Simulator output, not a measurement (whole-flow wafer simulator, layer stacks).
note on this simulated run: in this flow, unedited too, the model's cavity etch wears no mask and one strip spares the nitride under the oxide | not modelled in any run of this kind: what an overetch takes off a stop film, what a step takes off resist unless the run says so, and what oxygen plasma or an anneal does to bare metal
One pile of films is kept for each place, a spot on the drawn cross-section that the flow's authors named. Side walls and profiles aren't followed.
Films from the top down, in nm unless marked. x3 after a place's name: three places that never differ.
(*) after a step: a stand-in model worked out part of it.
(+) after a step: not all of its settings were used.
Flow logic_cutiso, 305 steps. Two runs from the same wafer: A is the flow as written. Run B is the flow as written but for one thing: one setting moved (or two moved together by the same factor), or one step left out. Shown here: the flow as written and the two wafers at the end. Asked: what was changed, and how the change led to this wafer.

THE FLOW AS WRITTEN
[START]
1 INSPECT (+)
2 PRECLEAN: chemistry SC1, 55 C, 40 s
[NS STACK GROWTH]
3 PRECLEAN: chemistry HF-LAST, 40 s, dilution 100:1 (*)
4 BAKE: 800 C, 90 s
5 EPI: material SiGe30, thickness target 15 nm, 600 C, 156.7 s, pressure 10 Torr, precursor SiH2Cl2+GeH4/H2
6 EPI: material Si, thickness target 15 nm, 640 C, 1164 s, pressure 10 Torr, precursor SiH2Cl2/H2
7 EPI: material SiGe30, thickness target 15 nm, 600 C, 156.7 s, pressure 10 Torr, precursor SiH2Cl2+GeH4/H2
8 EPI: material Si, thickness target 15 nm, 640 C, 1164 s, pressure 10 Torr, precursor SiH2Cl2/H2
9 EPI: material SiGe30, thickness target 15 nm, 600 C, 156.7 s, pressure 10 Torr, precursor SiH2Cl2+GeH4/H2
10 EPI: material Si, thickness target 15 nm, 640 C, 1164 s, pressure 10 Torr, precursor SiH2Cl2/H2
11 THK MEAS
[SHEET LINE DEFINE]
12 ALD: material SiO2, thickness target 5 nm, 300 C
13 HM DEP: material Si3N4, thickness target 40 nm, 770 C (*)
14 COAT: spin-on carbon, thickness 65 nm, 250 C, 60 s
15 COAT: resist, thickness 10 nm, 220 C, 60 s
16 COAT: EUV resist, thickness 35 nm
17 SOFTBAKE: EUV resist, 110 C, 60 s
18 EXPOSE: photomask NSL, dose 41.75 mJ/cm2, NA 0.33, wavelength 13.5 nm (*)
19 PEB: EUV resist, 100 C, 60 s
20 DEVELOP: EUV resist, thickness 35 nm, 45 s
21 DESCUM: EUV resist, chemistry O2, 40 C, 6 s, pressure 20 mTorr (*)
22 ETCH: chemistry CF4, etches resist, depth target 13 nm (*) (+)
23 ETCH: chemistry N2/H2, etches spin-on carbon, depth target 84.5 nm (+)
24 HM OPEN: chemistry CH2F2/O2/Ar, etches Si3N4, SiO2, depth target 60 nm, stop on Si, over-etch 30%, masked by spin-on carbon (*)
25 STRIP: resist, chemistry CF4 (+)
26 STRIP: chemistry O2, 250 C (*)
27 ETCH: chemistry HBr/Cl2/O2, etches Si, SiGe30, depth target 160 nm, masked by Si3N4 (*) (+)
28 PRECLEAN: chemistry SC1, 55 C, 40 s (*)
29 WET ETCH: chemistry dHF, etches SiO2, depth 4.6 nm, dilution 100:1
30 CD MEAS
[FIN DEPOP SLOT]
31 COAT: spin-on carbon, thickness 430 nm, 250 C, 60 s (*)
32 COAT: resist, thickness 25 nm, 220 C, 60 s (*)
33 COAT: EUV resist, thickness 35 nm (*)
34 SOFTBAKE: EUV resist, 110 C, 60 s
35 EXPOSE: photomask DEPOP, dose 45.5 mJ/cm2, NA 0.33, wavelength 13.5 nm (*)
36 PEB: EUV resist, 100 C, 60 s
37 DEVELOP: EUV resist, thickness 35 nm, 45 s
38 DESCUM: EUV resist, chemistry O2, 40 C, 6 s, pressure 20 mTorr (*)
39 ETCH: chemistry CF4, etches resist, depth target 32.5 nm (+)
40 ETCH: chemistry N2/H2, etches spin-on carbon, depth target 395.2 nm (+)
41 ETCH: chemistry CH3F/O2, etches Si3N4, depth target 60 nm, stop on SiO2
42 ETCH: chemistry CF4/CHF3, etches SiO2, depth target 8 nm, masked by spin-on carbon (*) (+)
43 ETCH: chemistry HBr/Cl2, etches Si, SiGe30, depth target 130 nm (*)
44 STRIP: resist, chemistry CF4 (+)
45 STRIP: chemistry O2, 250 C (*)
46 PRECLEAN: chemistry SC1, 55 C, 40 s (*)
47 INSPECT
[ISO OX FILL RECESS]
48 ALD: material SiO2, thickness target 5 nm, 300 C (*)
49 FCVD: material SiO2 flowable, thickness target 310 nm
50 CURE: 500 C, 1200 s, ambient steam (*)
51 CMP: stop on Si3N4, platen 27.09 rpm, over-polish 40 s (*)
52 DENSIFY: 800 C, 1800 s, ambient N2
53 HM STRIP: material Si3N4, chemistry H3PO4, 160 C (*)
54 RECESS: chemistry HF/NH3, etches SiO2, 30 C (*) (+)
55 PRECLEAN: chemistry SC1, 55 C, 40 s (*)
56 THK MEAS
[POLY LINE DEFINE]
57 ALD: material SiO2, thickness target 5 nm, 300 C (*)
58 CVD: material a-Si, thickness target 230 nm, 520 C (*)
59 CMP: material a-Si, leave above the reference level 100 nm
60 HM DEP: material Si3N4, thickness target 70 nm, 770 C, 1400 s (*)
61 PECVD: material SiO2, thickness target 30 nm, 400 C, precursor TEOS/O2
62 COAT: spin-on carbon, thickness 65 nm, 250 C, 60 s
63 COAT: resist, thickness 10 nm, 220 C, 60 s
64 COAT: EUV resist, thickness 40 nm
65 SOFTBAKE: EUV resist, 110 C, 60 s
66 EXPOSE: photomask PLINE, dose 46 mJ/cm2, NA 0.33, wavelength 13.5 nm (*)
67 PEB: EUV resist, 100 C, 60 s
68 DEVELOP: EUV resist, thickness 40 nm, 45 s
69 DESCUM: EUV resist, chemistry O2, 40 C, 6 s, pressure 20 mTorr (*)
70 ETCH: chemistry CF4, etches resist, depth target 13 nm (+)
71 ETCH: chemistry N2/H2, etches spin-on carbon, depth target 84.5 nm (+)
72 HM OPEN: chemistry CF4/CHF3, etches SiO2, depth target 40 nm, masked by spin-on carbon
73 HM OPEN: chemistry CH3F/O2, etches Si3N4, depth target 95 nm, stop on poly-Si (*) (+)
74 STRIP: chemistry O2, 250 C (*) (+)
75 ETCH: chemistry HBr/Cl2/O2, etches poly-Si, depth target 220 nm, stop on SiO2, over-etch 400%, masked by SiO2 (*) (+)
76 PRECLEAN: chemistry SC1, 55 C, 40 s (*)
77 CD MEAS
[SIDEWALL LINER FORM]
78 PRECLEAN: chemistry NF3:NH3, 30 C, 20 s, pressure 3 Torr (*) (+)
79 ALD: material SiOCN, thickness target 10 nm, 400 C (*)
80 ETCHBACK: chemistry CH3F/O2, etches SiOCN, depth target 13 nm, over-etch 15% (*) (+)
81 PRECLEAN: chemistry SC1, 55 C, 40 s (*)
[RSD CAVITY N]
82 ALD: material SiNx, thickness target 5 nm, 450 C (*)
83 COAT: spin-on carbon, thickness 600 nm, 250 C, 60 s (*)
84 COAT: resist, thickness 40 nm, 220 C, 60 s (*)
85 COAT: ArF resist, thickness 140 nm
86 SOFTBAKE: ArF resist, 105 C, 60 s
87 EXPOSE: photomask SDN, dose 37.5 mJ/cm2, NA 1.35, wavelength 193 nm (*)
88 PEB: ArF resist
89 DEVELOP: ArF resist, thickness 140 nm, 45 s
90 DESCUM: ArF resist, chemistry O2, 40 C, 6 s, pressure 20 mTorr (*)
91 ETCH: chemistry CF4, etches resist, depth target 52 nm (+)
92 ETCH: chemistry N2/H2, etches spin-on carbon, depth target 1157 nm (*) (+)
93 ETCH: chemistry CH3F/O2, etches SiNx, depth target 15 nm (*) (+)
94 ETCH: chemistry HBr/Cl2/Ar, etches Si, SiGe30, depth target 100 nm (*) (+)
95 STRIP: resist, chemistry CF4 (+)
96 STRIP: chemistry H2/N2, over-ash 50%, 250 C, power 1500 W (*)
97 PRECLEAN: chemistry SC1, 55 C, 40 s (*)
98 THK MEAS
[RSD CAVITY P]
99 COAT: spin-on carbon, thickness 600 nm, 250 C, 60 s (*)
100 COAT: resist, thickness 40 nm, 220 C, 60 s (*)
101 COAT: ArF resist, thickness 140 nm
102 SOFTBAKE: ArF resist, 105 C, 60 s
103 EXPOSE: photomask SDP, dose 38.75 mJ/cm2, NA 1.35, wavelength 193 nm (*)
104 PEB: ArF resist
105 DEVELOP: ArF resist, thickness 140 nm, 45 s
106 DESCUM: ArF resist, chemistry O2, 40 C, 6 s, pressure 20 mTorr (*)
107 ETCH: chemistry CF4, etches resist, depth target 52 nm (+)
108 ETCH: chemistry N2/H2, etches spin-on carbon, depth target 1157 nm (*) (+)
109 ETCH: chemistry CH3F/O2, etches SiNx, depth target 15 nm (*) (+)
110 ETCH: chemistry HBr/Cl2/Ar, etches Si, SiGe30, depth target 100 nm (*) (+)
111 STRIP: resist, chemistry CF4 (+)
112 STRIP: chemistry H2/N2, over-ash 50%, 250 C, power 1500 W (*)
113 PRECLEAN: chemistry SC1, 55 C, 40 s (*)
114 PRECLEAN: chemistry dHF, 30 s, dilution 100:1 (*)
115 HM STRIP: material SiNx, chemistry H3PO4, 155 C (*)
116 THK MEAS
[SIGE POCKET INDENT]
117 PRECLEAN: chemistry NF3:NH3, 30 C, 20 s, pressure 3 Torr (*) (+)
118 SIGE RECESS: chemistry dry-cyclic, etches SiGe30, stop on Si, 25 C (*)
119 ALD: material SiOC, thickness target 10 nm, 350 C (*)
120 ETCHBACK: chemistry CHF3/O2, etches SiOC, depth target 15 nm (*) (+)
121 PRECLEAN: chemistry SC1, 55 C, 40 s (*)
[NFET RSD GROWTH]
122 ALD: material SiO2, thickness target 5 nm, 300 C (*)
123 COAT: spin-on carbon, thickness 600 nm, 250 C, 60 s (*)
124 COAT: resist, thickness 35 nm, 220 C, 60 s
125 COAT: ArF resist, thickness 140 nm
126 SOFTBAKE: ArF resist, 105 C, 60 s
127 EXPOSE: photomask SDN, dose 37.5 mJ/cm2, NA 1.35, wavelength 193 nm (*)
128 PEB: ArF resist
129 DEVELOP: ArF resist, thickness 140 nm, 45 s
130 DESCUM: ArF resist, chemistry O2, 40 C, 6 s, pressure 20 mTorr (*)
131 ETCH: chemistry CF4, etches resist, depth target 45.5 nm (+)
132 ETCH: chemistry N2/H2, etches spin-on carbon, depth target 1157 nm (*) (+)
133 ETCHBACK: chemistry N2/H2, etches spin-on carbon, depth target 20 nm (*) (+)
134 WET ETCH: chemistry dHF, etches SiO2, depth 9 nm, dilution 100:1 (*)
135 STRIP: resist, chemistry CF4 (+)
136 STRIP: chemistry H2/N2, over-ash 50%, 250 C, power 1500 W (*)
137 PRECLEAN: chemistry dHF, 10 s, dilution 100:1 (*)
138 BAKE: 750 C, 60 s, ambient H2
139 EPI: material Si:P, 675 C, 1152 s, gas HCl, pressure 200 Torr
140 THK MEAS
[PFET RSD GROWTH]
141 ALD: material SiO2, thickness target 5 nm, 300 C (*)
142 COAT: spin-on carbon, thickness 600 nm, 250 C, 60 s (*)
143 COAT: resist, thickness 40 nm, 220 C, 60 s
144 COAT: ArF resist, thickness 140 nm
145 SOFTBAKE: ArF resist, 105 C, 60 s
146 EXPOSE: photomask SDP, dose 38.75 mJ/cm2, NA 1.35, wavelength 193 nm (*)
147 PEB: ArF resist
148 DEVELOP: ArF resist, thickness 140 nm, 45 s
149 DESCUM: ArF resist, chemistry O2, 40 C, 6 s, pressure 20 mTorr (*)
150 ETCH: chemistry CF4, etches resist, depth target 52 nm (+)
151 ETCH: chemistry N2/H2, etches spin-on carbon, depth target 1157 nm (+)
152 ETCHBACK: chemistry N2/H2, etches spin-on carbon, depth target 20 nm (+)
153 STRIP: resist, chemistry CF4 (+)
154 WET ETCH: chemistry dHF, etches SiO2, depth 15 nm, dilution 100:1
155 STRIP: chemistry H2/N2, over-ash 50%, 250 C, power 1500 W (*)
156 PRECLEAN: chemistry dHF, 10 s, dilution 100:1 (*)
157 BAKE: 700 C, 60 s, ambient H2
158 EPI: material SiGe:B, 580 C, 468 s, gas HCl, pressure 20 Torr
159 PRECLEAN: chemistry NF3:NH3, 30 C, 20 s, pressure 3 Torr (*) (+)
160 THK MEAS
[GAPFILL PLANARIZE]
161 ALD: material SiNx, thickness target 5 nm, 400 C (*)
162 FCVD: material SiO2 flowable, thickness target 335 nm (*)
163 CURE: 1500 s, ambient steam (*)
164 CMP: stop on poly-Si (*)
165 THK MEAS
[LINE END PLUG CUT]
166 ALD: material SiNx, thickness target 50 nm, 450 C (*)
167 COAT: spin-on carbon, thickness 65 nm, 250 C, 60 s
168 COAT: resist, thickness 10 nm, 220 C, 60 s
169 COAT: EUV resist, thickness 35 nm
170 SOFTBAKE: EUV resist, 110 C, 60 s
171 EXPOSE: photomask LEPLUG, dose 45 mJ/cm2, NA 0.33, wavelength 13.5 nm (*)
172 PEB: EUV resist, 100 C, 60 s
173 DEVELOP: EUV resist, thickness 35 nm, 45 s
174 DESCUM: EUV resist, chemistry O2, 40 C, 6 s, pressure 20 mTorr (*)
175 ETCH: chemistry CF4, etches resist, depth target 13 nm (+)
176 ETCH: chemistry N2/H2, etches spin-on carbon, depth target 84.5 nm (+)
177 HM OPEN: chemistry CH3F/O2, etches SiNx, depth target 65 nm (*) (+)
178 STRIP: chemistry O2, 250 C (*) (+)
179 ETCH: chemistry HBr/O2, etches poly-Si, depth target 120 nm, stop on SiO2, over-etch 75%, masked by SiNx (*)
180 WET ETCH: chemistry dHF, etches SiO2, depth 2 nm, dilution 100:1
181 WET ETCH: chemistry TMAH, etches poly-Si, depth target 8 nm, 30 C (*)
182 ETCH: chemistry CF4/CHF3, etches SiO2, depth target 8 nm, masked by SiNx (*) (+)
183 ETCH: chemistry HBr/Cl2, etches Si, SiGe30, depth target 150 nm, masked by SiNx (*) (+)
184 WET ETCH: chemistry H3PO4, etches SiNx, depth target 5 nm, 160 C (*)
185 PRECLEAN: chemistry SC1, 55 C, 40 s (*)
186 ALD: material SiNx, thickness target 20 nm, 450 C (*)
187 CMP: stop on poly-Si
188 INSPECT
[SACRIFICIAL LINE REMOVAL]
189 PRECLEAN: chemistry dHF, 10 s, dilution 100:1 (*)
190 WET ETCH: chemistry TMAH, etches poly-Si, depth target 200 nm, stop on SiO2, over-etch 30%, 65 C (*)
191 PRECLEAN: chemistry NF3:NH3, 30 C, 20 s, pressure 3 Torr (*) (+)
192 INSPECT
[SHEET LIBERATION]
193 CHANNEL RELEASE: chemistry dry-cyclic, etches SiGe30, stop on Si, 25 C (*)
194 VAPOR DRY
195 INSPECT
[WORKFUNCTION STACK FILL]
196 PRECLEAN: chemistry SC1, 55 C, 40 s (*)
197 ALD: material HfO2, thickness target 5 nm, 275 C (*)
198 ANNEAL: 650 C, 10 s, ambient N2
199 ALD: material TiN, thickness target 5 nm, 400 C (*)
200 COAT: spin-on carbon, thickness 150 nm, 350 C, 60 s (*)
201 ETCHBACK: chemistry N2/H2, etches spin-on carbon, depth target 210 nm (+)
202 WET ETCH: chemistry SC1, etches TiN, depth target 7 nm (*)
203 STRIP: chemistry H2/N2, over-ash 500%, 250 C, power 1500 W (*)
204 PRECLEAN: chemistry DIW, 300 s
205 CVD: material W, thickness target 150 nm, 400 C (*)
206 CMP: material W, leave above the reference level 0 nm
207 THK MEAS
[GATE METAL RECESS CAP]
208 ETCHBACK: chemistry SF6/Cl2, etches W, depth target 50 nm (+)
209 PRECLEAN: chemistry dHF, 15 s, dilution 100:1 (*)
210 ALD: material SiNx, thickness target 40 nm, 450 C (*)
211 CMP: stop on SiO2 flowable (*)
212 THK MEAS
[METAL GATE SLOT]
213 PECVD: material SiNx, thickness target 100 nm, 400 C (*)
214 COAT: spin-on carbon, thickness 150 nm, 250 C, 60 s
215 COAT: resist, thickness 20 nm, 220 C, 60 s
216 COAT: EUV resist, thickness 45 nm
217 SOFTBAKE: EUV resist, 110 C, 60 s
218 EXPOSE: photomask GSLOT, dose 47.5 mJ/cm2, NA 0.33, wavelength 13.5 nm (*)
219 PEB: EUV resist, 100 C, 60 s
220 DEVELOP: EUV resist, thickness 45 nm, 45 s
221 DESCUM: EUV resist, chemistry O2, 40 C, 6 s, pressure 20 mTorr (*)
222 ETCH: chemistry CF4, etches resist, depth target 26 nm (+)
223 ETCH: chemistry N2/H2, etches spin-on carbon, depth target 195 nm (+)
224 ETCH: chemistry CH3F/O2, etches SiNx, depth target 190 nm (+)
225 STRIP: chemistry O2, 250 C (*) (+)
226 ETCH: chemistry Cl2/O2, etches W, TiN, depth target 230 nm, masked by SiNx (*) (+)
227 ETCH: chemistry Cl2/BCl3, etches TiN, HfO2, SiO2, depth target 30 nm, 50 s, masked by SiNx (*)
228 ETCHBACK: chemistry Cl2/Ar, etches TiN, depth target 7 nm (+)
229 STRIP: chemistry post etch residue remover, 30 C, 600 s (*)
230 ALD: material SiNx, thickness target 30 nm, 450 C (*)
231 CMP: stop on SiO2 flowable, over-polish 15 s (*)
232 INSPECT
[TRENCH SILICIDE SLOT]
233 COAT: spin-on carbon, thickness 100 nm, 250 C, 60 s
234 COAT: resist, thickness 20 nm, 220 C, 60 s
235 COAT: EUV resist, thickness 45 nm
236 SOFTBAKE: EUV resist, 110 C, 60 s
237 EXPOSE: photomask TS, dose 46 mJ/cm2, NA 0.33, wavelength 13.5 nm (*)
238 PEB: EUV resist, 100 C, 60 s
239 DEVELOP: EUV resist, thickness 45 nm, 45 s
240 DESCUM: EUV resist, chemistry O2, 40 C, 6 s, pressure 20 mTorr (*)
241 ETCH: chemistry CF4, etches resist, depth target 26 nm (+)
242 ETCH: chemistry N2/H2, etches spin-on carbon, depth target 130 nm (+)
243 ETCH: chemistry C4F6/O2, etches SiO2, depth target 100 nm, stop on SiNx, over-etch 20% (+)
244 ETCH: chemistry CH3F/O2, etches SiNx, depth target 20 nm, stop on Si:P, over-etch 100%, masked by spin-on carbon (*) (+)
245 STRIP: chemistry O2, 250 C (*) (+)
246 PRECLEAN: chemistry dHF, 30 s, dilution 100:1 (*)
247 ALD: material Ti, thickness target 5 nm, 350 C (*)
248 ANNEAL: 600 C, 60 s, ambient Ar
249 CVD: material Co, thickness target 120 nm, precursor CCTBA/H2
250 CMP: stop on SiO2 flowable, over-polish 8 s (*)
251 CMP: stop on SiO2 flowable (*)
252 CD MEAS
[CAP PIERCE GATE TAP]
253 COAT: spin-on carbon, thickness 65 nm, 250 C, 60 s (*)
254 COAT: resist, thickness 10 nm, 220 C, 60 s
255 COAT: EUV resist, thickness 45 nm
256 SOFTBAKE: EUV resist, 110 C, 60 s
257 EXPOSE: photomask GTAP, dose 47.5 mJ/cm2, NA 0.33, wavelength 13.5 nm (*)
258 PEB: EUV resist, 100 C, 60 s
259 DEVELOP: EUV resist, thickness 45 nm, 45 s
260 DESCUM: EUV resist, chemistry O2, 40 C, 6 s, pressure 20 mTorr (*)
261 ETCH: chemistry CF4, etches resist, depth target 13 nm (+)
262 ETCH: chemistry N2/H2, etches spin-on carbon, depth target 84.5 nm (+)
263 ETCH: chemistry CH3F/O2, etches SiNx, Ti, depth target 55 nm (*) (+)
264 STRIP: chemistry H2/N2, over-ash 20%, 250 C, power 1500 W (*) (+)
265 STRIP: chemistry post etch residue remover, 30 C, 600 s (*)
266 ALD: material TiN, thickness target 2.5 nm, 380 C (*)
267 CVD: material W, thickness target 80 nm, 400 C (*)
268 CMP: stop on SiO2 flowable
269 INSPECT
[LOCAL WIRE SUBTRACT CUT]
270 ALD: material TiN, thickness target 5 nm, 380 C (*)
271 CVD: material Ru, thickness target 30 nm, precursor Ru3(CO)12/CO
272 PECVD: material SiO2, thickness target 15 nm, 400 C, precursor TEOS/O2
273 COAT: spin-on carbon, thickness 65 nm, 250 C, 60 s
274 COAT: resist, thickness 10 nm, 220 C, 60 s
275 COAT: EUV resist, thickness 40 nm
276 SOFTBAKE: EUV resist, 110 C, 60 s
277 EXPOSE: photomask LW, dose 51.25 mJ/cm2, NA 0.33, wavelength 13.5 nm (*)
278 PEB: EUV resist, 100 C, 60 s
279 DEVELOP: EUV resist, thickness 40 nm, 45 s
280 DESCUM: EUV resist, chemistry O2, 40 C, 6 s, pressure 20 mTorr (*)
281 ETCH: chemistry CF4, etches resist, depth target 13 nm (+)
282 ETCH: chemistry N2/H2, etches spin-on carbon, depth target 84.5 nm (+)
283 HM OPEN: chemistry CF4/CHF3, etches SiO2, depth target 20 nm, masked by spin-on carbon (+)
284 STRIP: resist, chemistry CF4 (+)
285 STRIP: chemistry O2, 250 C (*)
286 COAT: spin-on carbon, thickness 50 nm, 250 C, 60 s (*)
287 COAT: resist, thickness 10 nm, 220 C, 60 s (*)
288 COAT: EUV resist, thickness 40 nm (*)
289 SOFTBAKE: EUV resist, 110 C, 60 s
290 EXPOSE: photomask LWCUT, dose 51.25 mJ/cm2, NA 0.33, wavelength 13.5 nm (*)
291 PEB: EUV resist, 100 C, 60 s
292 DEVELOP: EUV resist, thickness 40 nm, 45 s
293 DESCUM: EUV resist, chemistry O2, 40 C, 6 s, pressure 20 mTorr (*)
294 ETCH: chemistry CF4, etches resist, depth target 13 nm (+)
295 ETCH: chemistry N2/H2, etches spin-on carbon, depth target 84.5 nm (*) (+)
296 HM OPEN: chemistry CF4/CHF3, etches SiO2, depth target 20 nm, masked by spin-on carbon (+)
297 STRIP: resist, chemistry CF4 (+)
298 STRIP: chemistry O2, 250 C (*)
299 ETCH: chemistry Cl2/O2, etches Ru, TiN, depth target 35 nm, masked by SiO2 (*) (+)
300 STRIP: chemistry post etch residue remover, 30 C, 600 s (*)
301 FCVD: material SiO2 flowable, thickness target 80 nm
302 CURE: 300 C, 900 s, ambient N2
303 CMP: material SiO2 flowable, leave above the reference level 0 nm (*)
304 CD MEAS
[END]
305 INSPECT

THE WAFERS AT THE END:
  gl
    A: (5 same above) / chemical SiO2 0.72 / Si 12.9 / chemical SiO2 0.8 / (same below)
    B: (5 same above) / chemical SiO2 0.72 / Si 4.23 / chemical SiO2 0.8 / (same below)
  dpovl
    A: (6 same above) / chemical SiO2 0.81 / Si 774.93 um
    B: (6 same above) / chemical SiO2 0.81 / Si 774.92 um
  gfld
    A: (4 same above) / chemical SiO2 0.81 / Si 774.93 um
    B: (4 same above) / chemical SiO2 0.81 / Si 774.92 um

The cause: step 10, EPI: thickness target 6.4 nm was run, where the flow has thickness target 15 nm; step 10, EPI: 494.9 s was run, where the flow has 1164 s.

How the change led to this, step by step:
  10 EPI: material Si, thickness target 15 nm, 640 C, 1164 s, pressure 10 Torr, precursor SiH2Cl2/H2
      depop, dpovl, gfld and 19 more: A Si +15 (new film) | B Si +6.38 (new film)
  27 ETCH: chemistry HBr/Cl2/O2, etches Si, SiGe30, depth target 160 nm, masked by Si3N4 (*) (+)
      gfld, gxf, iso, lnri: A chemical SiO2 -0.79 (all of it), Si -11.4 (all of it), SiGe30 -15 (all of it), Si -15 (all of it), SiGe30 -15 (all of it), Si -15 (all of it), SiGe30 -15 (all of it), Si -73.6 | B chemical SiO2 -0.79 (all of it), Si -2.73 (all of it), SiGe30 -15 (all of it), Si -15 (all of it), SiGe30 -15 (all of it), Si -15 (all of it), SiGe30 -15 (all of it), Si -82.3
      dpovl, nsgap: A chemical SiO2 -0.79 (all of it), Si -11.8 (all of it), SiGe30 -15 (all of it), Si -15 (all of it), SiGe30 -15 (all of it), Si -15 (all of it), SiGe30 -15 (all of it), Si -73.2 | B chemical SiO2 -0.79 (all of it), Si -3.13 (all of it), SiGe30 -15 (all of it), Si -15 (all of it), SiGe30 -15 (all of it), Si -15 (all of it), SiGe30 -15 (all of it), Si -81.9
      (and at 1 more place)
  43 ETCH: chemistry HBr/Cl2, etches Si, SiGe30, depth target 130 nm (*)
      depop: A Si -14 (all of it), SiGe30 -15 (all of it), Si -15 (all of it), SiGe30 -15 (all of it), Si -15 (all of it), SiGe30 -15 (all of it), Si -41 | B Si -5.39 (all of it), SiGe30 -15 (all of it), Si -15 (all of it), SiGe30 -15 (all of it), Si -15 (all of it), SiGe30 -15 (all of it), Si -49.6
  94 ETCH: chemistry HBr/Cl2/Ar, etches Si, SiGe30, depth target 100 nm (*) (+)
      rsdn, rsdx: A chemical SiO2 -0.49 (all of it), Si -12.8 (all of it), SiGe30 -15 (all of it), Si -15 (all of it), SiGe30 -15 (all of it), Si -15 (all of it), SiGe30 -15 (all of it), Si -12.2 | B chemical SiO2 -0.49 (all of it), Si -4.19 (all of it), SiGe30 -15 (all of it), Si -15 (all of it), SiGe30 -15 (all of it), Si -15 (all of it), SiGe30 -15 (all of it), Si -20.8
  110 ETCH: chemistry HBr/Cl2/Ar, etches Si, SiGe30, depth target 100 nm (*) (+)
      rsdp, rsdw: A chemical SiO2 -0.49 (all of it), Si -12.8 (all of it), SiGe30 -15 (all of it), Si -15 (all of it), SiGe30 -15 (all of it), Si -15 (all of it), SiGe30 -15 (all of it), Si -12.2 | B chemical SiO2 -0.49 (all of it), Si -4.19 (all of it), SiGe30 -15 (all of it), Si -15 (all of it), SiGe30 -15 (all of it), Si -15 (all of it), SiGe30 -15 (all of it), Si -20.8
  183 ETCH: chemistry HBr/Cl2, etches Si, SiGe30, depth target 150 nm, masked by SiNx (*) (+)
      plug: A Si -13.6 (all of it), SiGe30 -15 (all of it), Si -15 (all of it), SiGe30 -15 (all of it), Si -15 (all of it), SiGe30 -15 (all of it), Si -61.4 | B Si -4.93 (all of it), SiGe30 -15 (all of it), Si -15 (all of it), SiGe30 -15 (all of it), Si -15 (all of it), SiGe30 -15 (all of it), Si -70.1
